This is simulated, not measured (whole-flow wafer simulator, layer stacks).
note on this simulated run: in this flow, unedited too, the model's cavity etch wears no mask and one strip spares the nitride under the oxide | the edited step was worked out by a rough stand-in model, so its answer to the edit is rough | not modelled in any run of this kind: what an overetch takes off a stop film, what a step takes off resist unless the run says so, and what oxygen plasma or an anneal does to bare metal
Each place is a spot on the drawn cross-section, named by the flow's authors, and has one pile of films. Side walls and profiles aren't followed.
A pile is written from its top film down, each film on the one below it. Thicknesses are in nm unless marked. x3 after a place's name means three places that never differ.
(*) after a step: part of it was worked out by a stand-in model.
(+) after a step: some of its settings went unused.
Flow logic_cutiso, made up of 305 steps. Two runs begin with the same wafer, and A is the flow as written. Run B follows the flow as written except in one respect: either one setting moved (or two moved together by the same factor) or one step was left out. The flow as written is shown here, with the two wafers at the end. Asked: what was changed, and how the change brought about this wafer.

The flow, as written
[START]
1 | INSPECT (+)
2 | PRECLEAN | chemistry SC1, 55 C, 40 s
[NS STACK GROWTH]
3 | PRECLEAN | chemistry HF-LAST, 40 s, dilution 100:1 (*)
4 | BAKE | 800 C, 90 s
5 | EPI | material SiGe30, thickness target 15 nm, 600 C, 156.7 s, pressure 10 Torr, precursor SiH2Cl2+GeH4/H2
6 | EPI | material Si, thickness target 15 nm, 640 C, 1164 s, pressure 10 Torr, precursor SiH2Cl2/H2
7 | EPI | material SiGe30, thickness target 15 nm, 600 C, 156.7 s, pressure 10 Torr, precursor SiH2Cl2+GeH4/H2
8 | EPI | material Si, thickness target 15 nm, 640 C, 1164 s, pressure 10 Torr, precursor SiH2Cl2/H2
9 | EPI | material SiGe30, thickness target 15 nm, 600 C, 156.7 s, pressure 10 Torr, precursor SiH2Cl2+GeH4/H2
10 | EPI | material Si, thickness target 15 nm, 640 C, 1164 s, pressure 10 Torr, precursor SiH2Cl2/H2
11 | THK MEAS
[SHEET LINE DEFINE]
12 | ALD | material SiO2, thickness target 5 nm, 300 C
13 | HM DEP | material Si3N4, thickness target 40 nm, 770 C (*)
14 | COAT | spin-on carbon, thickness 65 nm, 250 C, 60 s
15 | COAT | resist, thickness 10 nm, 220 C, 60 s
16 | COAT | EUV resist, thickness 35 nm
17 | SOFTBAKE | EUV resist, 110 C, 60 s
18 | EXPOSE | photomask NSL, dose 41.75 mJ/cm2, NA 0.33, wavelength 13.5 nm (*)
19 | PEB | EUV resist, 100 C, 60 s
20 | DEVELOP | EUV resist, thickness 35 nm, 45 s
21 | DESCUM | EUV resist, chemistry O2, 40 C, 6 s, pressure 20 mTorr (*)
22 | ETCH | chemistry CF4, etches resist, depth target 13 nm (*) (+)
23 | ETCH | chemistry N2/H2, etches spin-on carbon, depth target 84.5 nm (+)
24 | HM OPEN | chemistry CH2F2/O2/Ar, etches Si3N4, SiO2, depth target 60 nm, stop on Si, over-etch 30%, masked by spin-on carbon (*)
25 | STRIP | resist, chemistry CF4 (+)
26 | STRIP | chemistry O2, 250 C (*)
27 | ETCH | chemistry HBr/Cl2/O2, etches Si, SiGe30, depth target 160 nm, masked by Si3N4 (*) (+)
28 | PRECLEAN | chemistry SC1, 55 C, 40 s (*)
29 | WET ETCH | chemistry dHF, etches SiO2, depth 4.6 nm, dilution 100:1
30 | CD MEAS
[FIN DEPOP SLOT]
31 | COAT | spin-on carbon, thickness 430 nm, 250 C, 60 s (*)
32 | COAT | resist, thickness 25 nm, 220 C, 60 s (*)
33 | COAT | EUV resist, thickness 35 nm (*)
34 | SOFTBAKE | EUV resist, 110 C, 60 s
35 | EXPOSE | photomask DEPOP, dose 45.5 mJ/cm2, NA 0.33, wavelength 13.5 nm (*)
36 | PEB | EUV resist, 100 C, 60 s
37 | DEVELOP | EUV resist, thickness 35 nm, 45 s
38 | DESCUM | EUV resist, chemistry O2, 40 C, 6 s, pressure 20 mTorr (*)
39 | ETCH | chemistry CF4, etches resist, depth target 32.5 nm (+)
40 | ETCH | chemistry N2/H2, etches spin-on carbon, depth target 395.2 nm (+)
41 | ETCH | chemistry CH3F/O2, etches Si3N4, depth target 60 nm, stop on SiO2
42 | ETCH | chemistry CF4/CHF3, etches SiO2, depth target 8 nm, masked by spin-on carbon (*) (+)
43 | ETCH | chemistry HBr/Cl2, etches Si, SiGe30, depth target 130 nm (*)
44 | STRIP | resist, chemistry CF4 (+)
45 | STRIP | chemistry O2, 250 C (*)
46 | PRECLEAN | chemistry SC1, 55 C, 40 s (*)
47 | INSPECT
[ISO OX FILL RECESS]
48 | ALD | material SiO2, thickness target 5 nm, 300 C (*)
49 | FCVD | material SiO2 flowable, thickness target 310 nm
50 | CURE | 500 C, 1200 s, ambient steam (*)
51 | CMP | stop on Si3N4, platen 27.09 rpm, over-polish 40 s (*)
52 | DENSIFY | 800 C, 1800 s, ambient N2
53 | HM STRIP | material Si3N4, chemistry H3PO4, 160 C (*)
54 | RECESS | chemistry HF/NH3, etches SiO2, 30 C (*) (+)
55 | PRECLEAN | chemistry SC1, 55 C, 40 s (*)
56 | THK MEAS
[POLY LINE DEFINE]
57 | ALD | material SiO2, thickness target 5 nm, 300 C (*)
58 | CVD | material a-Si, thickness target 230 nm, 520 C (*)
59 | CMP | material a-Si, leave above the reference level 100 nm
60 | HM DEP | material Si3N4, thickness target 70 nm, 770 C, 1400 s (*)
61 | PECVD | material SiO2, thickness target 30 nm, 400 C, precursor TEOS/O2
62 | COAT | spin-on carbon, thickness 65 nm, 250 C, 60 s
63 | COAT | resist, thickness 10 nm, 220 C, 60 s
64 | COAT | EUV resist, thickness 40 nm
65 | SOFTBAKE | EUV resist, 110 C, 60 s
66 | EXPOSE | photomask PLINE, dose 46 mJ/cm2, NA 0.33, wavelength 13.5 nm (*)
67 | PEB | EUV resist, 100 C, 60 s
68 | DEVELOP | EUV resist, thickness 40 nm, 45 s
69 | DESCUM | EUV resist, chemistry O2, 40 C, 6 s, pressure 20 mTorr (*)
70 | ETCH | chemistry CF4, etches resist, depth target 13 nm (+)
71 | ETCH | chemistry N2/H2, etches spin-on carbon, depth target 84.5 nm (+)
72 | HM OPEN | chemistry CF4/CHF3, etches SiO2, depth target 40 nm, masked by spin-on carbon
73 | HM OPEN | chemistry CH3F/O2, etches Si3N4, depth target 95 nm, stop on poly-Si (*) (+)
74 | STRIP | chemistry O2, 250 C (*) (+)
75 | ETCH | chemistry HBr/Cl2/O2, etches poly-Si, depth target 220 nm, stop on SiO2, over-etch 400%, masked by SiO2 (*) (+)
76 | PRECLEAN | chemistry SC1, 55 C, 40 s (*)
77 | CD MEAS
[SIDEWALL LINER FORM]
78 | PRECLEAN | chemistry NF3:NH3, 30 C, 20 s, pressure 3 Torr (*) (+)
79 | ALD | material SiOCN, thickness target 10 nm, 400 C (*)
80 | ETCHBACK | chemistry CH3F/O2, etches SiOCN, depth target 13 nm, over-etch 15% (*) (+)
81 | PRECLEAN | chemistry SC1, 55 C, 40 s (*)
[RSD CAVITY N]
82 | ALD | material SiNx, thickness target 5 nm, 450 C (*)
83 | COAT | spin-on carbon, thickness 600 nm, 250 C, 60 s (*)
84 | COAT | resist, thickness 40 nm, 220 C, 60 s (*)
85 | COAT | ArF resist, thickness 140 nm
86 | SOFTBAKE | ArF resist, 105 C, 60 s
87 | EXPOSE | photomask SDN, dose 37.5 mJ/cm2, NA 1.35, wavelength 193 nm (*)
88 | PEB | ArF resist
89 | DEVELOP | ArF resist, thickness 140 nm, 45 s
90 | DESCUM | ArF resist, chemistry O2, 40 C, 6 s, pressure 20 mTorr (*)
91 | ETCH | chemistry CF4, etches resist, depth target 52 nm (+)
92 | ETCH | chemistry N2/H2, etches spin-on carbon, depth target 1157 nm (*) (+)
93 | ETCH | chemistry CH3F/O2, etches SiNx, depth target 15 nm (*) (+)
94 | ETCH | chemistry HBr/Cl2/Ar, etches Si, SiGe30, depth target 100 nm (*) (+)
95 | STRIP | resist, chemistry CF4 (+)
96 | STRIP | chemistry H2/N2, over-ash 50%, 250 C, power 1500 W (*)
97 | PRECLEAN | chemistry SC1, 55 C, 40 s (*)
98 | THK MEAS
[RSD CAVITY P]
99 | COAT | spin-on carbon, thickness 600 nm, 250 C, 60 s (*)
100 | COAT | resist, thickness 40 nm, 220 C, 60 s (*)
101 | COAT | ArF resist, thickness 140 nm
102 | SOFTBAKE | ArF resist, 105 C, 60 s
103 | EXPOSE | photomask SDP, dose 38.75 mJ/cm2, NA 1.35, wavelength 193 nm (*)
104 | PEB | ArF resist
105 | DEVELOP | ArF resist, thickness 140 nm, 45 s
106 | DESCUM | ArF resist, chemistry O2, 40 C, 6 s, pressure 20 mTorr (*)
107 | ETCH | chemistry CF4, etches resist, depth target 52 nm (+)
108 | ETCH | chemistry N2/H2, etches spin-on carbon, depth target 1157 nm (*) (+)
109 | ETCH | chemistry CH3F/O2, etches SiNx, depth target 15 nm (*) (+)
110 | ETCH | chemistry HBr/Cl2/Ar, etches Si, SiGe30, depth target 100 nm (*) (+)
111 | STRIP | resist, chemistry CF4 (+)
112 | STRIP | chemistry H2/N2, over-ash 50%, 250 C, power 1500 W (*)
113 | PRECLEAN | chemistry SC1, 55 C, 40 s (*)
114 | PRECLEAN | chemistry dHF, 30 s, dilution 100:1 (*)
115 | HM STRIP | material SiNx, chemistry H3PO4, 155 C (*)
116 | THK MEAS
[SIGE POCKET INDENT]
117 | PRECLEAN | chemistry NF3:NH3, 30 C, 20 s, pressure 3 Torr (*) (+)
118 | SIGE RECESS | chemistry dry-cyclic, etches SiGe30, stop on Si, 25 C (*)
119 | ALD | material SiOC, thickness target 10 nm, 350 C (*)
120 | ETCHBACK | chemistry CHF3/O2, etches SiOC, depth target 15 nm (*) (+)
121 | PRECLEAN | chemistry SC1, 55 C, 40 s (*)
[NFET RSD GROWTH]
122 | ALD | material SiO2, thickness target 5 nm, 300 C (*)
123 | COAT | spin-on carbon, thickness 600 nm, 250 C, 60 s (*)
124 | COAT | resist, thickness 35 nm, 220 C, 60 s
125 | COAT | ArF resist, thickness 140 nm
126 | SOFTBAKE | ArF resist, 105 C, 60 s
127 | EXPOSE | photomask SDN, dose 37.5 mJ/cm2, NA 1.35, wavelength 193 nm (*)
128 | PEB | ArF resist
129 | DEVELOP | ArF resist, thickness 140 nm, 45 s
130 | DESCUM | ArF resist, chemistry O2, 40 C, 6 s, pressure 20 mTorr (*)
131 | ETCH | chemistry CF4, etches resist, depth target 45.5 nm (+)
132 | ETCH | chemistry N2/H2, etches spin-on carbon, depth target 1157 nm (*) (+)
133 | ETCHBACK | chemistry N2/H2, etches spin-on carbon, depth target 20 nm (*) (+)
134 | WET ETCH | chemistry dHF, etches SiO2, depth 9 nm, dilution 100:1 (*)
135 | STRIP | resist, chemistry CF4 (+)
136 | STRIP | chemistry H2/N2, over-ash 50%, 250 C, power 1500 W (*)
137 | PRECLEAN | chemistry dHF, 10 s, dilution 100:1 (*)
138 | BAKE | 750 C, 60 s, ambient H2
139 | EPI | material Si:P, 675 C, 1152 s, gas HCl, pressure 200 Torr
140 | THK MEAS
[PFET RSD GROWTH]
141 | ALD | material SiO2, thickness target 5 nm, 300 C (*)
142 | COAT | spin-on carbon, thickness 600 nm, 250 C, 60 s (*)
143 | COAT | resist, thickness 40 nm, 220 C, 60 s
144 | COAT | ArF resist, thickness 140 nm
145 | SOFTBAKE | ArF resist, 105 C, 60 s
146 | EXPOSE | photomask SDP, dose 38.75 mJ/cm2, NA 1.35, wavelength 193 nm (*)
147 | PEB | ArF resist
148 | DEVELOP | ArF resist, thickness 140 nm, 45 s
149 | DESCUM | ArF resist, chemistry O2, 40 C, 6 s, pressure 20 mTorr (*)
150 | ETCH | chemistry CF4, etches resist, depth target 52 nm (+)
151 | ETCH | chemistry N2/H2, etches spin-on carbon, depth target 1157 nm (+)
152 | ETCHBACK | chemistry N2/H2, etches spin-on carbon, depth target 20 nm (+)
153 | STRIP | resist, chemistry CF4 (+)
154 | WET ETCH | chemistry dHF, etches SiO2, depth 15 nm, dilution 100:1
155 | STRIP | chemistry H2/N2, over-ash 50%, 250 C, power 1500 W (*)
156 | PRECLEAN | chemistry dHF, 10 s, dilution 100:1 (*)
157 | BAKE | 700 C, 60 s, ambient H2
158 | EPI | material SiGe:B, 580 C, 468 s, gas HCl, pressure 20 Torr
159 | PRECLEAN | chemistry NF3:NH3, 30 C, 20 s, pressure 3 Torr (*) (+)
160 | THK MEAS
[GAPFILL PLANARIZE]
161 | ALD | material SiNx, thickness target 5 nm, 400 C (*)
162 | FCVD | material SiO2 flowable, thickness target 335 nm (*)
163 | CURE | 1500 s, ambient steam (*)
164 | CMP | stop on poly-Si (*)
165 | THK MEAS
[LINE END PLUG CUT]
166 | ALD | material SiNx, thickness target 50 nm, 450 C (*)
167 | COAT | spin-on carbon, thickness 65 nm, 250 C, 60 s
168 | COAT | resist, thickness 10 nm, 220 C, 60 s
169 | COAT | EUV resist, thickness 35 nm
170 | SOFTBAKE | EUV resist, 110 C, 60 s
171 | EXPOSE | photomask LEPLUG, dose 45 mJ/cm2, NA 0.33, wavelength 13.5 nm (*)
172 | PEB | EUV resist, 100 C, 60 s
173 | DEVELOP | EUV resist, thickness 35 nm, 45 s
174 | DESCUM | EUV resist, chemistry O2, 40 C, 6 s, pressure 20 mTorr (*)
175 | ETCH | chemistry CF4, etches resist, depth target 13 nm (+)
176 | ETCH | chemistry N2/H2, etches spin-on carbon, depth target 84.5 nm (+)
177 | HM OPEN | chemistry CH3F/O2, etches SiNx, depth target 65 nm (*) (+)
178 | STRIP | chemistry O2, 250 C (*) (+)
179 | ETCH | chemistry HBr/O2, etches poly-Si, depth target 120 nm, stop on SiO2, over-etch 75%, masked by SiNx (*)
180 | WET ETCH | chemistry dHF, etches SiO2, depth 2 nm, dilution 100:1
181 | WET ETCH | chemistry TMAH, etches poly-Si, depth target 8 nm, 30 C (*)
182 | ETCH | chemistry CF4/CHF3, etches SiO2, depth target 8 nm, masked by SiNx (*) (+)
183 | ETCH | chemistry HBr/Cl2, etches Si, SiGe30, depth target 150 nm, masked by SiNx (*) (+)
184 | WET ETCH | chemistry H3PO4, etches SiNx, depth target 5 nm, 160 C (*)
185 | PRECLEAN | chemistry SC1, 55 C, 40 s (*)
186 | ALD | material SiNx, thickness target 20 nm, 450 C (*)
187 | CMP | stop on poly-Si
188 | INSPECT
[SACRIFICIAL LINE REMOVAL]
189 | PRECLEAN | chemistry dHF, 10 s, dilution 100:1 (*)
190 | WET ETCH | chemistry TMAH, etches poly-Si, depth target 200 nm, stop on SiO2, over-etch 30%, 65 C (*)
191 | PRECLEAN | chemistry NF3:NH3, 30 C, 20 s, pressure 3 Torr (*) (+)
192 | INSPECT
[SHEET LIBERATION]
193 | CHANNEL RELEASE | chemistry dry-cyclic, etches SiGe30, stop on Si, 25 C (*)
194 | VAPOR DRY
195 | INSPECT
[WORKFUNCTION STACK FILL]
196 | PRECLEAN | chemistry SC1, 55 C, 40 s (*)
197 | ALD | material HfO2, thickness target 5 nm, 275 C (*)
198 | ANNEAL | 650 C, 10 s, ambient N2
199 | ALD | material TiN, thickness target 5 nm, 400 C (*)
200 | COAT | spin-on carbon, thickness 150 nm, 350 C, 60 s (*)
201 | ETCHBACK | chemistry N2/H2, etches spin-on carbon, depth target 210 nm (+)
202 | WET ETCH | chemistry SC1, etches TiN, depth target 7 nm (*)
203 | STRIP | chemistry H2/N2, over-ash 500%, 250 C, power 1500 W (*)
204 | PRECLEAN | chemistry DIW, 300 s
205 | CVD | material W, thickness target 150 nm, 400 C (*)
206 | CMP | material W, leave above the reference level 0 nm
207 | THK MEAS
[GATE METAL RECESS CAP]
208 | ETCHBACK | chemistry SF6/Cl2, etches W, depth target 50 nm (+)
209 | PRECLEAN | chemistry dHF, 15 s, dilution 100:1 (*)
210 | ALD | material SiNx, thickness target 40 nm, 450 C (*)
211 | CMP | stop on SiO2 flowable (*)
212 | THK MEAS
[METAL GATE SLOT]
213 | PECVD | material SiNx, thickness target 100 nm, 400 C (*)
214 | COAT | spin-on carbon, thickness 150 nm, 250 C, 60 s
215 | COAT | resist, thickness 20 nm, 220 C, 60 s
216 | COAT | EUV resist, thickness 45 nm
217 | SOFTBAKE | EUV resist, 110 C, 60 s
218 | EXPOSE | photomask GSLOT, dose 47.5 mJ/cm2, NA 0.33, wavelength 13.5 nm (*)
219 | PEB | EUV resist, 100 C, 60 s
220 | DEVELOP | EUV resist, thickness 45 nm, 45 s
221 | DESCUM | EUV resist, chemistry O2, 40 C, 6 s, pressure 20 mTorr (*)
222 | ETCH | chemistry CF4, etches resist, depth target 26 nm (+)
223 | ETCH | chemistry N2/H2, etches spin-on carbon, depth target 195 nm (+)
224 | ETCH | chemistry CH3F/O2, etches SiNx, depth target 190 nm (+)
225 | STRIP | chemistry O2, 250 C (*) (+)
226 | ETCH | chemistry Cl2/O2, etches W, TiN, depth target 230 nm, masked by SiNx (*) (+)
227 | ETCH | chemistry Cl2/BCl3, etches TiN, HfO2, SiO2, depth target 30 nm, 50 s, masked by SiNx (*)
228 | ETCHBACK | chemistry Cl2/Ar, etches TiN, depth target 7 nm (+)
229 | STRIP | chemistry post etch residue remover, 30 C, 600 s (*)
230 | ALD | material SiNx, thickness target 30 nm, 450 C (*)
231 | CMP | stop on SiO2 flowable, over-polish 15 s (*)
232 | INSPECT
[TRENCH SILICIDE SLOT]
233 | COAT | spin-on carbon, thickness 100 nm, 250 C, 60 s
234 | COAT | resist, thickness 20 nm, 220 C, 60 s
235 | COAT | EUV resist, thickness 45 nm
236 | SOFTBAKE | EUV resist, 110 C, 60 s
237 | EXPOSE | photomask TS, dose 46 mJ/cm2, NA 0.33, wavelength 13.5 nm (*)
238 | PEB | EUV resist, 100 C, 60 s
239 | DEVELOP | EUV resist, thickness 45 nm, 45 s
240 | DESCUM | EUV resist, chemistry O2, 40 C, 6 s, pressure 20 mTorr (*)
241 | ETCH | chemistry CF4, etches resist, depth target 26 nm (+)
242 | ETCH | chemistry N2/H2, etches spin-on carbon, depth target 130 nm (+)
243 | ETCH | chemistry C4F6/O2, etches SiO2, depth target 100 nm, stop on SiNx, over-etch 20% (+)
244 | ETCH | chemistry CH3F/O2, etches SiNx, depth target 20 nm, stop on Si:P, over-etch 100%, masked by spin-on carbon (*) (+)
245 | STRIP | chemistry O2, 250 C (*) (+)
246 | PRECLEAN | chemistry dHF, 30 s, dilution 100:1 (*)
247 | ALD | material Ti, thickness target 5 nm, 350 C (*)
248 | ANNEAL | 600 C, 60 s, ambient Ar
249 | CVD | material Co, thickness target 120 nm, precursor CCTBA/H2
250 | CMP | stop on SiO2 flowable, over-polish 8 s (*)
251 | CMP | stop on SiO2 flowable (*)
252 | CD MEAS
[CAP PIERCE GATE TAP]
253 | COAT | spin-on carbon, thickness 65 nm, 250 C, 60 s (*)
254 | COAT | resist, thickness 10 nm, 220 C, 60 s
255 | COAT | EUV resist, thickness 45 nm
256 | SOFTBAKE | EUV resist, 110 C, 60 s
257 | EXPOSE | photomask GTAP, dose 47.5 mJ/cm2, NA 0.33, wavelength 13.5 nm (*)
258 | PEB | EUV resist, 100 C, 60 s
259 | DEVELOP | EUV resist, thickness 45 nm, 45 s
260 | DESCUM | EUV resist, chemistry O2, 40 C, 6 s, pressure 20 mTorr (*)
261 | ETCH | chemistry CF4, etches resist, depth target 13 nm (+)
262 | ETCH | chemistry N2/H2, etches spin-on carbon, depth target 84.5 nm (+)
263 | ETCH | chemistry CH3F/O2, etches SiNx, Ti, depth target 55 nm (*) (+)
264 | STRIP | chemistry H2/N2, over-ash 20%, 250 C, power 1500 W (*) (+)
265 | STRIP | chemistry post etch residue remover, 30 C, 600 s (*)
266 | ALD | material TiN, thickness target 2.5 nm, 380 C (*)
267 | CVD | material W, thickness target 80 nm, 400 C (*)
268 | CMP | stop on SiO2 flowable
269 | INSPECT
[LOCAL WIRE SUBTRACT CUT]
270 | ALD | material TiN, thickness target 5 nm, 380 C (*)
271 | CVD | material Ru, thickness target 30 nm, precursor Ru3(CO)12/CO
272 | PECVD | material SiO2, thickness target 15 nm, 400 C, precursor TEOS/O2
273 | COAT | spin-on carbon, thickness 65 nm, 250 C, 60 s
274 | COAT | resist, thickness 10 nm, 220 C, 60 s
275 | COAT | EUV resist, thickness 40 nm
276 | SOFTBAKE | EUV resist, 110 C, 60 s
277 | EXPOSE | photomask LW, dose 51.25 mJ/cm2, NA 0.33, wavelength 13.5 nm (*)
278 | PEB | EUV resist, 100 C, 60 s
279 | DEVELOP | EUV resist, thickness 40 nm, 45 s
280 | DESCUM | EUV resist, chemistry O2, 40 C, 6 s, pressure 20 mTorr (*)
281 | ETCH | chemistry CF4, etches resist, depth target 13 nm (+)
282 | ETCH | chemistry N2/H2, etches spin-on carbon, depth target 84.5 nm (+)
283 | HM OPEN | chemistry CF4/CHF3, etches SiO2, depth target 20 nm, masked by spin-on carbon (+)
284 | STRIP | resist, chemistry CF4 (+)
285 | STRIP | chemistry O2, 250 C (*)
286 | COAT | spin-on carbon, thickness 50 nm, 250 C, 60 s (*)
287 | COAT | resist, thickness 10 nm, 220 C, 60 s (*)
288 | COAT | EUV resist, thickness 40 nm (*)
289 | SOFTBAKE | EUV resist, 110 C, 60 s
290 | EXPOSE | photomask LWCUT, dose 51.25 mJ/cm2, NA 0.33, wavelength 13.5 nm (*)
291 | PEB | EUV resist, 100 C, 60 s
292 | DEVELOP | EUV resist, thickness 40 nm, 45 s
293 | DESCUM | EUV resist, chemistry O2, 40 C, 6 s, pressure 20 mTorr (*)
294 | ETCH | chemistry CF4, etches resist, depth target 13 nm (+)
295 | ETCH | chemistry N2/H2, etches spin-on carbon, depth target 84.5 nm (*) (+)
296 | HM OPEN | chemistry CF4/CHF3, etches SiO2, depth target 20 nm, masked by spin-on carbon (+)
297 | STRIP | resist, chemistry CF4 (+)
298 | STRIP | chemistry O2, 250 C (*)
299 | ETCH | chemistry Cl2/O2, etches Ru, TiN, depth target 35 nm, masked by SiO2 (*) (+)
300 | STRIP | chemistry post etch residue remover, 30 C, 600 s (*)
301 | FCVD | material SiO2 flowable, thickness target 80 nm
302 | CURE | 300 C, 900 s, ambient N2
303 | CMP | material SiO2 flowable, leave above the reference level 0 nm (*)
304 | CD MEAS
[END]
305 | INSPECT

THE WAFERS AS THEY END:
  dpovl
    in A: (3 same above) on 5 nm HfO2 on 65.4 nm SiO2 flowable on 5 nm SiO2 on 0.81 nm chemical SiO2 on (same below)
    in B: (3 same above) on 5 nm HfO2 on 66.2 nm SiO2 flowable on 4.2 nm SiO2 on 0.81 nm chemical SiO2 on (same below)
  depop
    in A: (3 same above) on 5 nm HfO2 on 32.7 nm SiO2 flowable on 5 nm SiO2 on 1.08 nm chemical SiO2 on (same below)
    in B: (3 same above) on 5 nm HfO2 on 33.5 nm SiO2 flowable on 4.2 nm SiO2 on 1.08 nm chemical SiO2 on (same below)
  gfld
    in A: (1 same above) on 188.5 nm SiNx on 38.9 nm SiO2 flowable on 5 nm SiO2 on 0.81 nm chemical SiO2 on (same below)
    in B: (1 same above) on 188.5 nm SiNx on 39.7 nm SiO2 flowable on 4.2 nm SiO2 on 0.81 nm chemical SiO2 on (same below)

The reason: step 48, ALD: thickness target 4.2 nm was run, while the flow as written has thickness target 5 nm.
One can read it off the wafer: dpovl has SiO2 4.2, and step 48 as written asks for 5 nm.

Step by step, how the change led to this:
  48 | ALD | material SiO2, thickness target 5 nm, 300 C (*)
      depop, dpovl, gfld and 19 more: A +5 SiO2 (new film) | B +4.2 SiO2 (new film)
  51 | CMP | stop on Si3N4, platen 27.09 rpm, over-polish 40 s (*)
      lnrt, rsdn, tap: A -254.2 SiO2 flowable (all of it), -5 SiO2 (all of it), -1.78 Si3N4 | B -253.8 SiO2 flowable (all of it), -4.2 SiO2 (all of it), -1.78 Si3N4
      glp, lnrp: A -253.9 SiO2 flowable (all of it), -5 SiO2 (all of it), -1.78 Si3N4 | B -253.5 SiO2 flowable (all of it), -4.2 SiO2 (all of it), -1.78 Si3N4
      (as well as at 9 more places)
  197 | ALD | material HfO2, thickness target 5 nm, 275 C (*)
      gxf: A +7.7 HfO2 (new film) | B +5.06 HfO2 (new film)
  199 | ALD | material TiN, thickness target 5 nm, 400 C (*)
      gxf: A +5 TiN (new film) | B +7.58 TiN (new film)
